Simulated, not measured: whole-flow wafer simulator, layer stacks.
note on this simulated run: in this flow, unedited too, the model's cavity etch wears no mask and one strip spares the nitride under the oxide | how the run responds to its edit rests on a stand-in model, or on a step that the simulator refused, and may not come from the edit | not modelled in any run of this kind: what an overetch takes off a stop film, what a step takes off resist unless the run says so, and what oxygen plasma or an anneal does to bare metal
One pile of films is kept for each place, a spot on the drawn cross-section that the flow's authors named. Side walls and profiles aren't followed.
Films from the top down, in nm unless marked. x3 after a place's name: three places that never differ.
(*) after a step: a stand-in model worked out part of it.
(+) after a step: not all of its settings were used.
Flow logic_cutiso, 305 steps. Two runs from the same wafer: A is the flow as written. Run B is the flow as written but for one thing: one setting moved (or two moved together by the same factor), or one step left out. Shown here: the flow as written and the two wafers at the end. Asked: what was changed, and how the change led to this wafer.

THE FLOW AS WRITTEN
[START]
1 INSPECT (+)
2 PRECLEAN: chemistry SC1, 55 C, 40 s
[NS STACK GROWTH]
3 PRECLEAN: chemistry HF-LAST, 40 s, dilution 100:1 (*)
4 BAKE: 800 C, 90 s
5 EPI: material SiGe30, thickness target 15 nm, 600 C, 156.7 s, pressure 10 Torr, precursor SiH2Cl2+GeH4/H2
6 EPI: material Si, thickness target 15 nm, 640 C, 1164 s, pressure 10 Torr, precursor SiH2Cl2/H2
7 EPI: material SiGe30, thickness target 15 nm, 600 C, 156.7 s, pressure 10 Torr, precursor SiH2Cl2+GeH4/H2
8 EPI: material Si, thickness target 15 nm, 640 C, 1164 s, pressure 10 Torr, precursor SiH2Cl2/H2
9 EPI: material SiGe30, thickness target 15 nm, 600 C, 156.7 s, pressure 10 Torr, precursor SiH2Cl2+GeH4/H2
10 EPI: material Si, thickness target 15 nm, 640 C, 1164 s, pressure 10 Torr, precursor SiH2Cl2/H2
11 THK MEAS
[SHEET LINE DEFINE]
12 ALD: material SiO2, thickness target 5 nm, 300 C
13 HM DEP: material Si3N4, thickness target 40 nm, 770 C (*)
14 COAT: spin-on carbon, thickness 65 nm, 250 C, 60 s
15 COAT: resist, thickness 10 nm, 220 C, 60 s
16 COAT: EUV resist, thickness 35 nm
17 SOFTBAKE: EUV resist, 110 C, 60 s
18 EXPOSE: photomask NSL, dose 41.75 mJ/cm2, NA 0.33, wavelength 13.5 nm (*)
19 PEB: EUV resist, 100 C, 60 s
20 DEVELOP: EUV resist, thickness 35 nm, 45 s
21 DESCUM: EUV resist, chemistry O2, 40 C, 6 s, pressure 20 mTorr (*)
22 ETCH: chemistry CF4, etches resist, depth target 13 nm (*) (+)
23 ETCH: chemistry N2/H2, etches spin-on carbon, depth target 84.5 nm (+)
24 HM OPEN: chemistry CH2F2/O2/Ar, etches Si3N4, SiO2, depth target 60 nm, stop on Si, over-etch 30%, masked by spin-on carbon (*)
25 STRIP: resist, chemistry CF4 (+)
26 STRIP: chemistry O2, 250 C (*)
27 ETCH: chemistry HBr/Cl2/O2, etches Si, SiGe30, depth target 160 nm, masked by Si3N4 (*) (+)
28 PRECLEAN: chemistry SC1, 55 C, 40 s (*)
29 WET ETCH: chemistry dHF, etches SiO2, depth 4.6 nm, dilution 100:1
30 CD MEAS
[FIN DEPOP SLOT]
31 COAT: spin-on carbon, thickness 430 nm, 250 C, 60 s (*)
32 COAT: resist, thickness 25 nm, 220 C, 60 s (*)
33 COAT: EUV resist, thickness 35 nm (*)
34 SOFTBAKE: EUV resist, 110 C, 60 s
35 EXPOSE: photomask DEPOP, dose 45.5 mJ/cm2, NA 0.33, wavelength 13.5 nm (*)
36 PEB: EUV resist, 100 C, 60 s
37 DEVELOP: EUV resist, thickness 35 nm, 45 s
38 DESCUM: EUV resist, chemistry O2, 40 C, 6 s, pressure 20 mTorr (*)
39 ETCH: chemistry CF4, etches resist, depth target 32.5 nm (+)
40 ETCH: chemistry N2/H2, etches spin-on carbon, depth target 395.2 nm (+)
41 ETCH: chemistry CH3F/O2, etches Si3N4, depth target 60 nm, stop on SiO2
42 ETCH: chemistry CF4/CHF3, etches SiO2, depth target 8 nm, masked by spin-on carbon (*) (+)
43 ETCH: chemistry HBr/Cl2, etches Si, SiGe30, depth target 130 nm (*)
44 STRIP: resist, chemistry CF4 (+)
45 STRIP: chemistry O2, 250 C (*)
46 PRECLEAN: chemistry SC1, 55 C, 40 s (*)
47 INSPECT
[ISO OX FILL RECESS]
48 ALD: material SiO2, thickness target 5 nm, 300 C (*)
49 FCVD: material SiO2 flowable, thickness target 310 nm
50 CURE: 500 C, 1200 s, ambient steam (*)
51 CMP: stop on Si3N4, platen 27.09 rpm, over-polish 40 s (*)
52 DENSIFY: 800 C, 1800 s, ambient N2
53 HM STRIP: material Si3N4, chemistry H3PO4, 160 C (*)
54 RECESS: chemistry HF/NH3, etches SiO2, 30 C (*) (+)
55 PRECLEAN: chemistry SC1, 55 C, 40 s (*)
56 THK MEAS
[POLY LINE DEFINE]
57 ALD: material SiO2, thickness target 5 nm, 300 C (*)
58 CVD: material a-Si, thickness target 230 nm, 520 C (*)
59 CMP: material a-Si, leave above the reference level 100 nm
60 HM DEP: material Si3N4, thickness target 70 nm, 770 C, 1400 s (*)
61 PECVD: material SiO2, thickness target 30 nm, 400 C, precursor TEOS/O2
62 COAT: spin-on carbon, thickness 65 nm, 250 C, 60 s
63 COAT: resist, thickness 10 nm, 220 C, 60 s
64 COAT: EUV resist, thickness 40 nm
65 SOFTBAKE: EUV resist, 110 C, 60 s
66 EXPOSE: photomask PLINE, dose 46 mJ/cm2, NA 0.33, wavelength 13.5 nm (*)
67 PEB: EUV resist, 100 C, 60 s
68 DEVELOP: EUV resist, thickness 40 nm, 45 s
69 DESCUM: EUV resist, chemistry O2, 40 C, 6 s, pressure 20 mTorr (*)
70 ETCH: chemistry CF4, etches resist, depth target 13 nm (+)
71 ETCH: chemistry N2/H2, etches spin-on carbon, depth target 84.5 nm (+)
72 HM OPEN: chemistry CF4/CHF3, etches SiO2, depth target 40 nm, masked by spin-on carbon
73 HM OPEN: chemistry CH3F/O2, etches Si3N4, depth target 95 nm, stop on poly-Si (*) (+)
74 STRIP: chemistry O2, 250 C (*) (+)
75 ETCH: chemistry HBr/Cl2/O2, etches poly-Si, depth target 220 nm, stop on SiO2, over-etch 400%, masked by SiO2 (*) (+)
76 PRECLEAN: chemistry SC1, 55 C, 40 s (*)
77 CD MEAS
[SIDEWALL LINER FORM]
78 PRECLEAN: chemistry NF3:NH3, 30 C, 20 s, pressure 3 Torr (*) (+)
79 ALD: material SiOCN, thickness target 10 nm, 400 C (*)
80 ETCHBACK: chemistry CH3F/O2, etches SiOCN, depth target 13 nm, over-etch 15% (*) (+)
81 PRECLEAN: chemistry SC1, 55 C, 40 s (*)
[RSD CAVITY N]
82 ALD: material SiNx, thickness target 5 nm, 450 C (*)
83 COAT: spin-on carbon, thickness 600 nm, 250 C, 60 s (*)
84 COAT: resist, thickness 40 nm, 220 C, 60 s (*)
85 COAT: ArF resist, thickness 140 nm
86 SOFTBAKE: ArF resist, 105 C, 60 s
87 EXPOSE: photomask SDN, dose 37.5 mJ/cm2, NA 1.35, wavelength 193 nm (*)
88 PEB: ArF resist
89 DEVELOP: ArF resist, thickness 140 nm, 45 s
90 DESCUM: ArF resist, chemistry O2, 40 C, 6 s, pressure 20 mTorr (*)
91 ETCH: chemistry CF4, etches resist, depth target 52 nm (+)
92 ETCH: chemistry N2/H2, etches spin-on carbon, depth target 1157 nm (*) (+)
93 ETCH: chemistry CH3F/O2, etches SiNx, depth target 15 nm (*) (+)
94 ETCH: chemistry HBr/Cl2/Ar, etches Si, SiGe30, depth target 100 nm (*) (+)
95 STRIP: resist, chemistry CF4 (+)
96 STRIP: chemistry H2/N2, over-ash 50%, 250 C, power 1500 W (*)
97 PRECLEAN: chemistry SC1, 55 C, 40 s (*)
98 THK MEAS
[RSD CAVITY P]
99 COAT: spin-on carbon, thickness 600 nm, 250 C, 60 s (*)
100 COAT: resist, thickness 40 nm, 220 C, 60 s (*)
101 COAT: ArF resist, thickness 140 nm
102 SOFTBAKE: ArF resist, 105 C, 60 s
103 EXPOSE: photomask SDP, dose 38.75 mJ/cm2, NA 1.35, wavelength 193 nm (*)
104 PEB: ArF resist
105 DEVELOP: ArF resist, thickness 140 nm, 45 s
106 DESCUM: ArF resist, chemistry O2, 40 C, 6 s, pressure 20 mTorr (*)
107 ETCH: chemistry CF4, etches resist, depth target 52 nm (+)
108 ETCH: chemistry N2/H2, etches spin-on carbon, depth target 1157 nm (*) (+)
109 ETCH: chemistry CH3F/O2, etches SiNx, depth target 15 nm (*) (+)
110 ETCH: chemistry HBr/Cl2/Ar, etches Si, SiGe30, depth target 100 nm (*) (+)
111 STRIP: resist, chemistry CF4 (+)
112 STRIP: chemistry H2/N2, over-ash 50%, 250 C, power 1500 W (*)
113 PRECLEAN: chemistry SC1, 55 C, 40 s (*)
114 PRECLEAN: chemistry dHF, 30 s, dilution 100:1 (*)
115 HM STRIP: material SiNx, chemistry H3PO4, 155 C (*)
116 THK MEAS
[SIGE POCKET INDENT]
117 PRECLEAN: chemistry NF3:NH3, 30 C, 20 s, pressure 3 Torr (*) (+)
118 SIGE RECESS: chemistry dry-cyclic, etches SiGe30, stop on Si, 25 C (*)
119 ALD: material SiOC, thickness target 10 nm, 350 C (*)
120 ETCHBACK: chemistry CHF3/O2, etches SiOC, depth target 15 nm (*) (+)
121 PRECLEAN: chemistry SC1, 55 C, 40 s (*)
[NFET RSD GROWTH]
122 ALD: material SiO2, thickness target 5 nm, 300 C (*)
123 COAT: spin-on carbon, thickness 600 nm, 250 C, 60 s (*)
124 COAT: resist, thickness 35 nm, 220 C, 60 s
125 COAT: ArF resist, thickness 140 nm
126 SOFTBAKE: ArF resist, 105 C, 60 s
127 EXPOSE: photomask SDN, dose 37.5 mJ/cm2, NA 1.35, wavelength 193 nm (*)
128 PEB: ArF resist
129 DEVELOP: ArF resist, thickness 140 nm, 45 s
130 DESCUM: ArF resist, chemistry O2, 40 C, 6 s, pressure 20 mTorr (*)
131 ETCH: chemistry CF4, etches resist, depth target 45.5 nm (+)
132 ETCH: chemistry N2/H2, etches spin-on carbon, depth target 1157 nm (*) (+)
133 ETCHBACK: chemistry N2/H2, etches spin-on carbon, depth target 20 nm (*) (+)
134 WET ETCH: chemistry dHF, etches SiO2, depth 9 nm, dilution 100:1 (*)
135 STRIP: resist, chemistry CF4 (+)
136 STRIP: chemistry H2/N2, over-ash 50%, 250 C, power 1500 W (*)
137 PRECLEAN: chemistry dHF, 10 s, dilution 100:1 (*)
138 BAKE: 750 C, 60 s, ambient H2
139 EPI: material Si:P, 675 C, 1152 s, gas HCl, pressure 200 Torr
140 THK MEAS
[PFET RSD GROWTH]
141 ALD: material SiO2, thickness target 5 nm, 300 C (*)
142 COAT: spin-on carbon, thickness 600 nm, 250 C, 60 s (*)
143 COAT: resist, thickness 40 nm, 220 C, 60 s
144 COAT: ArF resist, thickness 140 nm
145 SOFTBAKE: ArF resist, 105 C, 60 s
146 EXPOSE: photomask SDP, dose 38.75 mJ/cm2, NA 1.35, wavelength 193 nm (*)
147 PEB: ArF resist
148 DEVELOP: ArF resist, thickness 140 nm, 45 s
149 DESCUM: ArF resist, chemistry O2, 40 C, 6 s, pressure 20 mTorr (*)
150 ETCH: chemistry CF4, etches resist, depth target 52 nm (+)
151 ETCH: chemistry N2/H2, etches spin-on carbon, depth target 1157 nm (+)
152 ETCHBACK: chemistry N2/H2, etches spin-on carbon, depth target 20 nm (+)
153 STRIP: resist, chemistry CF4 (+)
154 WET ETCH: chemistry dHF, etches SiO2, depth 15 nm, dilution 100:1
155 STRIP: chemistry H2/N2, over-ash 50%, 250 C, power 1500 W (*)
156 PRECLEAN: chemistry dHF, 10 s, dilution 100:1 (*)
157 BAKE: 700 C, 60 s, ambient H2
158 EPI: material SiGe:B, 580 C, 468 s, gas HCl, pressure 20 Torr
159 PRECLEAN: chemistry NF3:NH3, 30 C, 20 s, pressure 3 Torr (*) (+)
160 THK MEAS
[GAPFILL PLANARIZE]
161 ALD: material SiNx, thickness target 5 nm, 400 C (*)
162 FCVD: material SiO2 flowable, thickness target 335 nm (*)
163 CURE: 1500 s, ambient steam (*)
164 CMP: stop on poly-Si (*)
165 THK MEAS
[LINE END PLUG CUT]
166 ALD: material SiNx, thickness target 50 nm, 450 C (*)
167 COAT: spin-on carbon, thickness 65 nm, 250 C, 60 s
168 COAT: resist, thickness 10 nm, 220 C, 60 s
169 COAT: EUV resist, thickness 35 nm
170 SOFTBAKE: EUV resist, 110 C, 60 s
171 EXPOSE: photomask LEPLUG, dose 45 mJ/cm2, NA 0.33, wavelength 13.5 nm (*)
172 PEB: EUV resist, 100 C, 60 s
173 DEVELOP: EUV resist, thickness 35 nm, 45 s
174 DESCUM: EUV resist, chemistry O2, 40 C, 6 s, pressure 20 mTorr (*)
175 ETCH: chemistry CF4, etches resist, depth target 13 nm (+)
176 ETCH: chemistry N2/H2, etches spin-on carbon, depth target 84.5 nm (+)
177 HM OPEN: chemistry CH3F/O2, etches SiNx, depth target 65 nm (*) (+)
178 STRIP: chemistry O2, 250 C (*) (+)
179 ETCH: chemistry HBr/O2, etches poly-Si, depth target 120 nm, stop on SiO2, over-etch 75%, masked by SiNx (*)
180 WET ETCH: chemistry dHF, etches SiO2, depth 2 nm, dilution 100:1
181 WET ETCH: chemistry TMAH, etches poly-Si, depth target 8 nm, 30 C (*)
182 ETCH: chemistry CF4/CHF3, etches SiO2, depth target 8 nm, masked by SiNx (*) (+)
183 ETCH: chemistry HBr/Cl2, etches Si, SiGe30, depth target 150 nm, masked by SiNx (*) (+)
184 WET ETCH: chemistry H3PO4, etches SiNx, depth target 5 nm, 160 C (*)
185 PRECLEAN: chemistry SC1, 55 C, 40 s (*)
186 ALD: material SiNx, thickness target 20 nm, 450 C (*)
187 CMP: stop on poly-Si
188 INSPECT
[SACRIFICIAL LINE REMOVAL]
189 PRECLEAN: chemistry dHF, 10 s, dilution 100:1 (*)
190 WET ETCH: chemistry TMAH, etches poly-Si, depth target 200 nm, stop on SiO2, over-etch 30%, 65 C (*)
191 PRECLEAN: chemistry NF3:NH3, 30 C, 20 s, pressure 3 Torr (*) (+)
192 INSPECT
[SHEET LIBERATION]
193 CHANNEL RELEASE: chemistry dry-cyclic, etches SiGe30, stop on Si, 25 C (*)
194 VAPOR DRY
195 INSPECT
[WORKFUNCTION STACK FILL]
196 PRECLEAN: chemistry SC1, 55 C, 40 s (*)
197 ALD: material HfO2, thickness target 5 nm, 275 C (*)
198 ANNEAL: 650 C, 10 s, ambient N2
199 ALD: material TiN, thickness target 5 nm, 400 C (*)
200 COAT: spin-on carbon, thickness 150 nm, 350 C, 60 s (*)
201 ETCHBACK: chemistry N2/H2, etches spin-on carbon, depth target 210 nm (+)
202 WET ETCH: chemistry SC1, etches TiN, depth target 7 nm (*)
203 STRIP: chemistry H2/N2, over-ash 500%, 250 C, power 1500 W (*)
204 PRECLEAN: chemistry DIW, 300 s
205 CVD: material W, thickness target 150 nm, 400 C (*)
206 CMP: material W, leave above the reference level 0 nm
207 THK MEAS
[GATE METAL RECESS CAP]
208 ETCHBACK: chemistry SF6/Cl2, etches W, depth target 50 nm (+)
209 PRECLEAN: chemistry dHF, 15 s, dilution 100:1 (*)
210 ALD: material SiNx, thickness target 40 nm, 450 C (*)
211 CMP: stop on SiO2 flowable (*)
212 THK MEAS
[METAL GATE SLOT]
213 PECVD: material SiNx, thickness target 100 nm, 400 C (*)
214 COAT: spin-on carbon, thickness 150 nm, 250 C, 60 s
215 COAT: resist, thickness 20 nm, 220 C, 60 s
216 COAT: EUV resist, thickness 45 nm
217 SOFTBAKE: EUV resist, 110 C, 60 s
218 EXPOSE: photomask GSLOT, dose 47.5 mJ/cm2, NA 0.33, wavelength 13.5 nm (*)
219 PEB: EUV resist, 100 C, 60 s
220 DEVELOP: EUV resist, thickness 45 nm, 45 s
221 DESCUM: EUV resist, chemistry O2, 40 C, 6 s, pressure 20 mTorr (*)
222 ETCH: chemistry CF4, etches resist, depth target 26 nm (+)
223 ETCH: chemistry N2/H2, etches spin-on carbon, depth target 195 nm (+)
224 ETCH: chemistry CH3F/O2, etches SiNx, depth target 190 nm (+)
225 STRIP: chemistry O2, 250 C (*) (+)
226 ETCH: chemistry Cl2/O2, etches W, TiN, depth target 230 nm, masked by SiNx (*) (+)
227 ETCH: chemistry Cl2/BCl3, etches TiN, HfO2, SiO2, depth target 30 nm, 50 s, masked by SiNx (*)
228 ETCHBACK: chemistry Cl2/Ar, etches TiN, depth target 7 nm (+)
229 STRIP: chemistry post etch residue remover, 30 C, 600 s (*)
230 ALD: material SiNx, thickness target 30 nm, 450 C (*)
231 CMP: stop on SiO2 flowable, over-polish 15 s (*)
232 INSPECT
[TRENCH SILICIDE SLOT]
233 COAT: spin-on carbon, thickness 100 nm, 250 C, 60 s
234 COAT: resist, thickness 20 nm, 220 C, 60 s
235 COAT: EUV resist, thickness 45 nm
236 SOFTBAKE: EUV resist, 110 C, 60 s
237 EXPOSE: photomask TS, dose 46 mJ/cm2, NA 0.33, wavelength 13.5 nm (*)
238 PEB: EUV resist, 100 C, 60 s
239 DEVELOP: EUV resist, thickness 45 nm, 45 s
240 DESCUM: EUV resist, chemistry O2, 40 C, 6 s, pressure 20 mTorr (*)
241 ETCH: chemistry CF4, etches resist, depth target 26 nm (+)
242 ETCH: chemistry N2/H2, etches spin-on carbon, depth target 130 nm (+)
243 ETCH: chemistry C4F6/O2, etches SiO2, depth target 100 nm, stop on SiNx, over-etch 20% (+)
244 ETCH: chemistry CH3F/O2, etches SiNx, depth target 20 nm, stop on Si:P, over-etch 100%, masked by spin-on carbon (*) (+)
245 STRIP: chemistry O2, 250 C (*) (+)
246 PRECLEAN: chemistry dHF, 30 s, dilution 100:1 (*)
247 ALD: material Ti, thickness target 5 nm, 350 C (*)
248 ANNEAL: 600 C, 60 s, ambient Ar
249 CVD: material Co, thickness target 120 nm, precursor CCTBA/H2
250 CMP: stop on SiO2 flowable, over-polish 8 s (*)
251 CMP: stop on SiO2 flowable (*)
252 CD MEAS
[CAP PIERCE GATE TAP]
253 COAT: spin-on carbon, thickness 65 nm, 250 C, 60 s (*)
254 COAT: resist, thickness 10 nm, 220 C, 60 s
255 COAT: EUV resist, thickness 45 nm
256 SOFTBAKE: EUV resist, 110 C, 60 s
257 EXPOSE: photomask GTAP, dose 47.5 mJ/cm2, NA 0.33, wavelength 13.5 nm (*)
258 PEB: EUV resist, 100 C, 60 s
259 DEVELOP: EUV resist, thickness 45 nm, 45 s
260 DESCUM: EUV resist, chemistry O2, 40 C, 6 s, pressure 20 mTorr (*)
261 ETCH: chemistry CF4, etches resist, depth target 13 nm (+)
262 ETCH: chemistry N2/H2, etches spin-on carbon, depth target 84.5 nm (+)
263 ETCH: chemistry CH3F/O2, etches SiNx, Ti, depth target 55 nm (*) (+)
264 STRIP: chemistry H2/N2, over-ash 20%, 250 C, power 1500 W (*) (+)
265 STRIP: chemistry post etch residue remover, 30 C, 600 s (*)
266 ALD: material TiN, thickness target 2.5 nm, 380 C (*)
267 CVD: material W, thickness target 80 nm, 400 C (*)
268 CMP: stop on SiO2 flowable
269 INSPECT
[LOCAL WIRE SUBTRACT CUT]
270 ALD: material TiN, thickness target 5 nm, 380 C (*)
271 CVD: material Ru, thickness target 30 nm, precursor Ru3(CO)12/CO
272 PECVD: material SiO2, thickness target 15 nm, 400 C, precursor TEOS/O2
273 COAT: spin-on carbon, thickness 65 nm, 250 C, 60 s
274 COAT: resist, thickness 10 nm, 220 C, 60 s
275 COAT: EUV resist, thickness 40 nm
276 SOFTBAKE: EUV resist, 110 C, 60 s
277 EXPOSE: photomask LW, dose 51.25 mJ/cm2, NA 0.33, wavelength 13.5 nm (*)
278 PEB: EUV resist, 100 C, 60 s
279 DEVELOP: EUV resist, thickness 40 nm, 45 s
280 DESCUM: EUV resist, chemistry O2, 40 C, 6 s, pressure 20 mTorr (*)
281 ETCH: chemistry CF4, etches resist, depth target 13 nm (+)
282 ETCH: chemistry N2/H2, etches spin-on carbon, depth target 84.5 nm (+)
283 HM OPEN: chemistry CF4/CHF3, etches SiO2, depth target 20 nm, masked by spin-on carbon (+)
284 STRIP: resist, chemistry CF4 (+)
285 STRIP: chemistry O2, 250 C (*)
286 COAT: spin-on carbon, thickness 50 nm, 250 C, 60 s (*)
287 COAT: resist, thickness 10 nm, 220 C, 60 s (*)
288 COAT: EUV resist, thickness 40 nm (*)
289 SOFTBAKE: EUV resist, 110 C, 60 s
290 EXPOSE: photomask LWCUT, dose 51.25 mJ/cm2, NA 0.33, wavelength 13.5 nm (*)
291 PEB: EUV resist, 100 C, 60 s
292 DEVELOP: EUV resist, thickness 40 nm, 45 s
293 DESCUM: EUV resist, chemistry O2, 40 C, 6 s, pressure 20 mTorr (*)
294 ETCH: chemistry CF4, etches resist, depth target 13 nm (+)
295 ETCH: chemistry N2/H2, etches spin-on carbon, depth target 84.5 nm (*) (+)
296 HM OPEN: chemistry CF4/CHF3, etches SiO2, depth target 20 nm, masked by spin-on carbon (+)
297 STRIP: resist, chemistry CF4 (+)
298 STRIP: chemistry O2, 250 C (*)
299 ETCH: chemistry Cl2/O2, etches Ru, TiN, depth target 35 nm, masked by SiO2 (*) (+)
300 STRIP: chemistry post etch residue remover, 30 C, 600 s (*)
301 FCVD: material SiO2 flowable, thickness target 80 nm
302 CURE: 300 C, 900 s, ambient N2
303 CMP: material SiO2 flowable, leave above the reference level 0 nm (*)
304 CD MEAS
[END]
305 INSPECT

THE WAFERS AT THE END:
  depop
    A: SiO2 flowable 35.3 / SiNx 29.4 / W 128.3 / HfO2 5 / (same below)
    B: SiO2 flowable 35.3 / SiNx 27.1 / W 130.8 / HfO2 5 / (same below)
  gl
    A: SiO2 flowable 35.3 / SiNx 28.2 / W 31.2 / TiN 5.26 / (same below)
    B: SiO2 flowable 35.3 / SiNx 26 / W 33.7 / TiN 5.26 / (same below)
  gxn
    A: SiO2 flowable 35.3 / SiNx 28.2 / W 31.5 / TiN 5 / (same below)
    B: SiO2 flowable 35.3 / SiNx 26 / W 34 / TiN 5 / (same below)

The cause: step 208, ETCHBACK: depth target 47.5 nm was run, where the flow has depth target 50 nm.

How the change led to this, step by step:
  208 ETCHBACK: chemistry SF6/Cl2, etches W, depth target 50 nm (+)
      depop, dpovl, gfld and 9 more: A W -50 | B W -47.5
      plug: A SiNx -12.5 | B SiNx -11.9
  210 ALD: material SiNx, thickness target 40 nm, 450 C (*)
      gfld, gl, glp, gxf, gxn, gxp, tap: A SiNx +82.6 (new film) | B SiNx +80.5 (new film)
  211 CMP: stop on SiO2 flowable (*)
      depop, dpovl, isow, ns, nsgap: A SiNx -0.61 | B SiNx -2.88
  263 ETCH: chemistry CH3F/O2, etches SiNx, Ti, depth target 55 nm (*) (+)
      depop, dpovl, isow, ns, nsgap: A resist -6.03 (all of it), spin-on carbon -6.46 | B resist -6.03 (all of it), spin-on carbon -4.84
      glp, lnrt, plug, rsdw: A resist -6.02 (all of it), spin-on carbon -6.48 | B resist -6.02 (all of it), spin-on carbon -4.86
      (and at 13 more places)
  264 STRIP: chemistry H2/N2, over-ash 20%, 250 C, power 1500 W (*) (+)
      gfld, gl, gxf, gxn, gxp, lnr, lnri: A spin-on carbon -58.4 (all of it) | B spin-on carbon -60.1 (all of it)
      glp, lnrp, lnrt, plug, rsdn, rsdp, rsdw: A spin-on carbon -58.4 (all of it) | B spin-on carbon -60 (all of it)
      (and at 7 more places)
  267 CVD: material W, thickness target 80 nm, 400 C (*)
      tap: A W +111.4 (new film) | B W +109.1 (new film)
